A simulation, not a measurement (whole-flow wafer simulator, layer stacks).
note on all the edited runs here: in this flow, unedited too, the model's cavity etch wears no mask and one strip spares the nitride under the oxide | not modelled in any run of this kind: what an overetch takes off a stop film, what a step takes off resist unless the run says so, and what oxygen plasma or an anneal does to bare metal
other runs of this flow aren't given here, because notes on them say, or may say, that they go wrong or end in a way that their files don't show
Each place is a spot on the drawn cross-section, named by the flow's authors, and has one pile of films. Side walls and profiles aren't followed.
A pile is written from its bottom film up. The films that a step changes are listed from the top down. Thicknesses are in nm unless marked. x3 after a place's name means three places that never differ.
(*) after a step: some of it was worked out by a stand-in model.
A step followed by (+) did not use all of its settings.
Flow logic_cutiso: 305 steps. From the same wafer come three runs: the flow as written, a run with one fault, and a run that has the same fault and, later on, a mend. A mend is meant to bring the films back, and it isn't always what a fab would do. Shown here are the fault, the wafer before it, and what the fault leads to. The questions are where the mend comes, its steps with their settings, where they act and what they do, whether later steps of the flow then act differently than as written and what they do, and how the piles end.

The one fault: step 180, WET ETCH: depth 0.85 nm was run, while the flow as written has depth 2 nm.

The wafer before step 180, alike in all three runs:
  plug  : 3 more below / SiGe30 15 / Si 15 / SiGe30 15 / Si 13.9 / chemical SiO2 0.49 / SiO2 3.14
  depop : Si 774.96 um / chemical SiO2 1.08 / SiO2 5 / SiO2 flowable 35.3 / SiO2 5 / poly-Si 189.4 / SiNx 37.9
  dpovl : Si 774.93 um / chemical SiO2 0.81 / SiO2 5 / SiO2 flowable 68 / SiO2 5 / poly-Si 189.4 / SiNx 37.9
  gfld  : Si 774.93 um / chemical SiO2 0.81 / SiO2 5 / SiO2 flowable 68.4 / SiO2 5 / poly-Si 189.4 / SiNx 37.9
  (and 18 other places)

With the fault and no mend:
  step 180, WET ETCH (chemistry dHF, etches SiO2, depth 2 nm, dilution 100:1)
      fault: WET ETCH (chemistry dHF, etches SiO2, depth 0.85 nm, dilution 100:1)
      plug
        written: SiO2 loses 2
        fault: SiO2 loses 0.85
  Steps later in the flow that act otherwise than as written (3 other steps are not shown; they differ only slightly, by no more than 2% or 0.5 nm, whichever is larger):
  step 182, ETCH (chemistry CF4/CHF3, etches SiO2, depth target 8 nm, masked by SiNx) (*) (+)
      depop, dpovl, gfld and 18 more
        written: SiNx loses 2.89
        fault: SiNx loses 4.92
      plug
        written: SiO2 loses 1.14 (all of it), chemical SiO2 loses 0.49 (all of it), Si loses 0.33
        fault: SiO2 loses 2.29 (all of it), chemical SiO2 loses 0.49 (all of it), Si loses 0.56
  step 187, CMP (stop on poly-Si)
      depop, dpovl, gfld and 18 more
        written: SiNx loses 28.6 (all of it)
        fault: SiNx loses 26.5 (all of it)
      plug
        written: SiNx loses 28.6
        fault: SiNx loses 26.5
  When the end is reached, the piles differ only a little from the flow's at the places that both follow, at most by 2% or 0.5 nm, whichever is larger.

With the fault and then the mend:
  The mend follows step 180.
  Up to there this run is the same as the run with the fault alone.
  step 180a, WET ETCH (chemistry dHF, etches SiO2, depth 1.15 nm, dilution 100:1) (the flow's step 180 again, with other settings)
      plug
        SiO2 loses 1.15
  Every later step of the flow that is run acts as written at every place that is followed.
  The piles end the same as the flow's at every place that both follow.
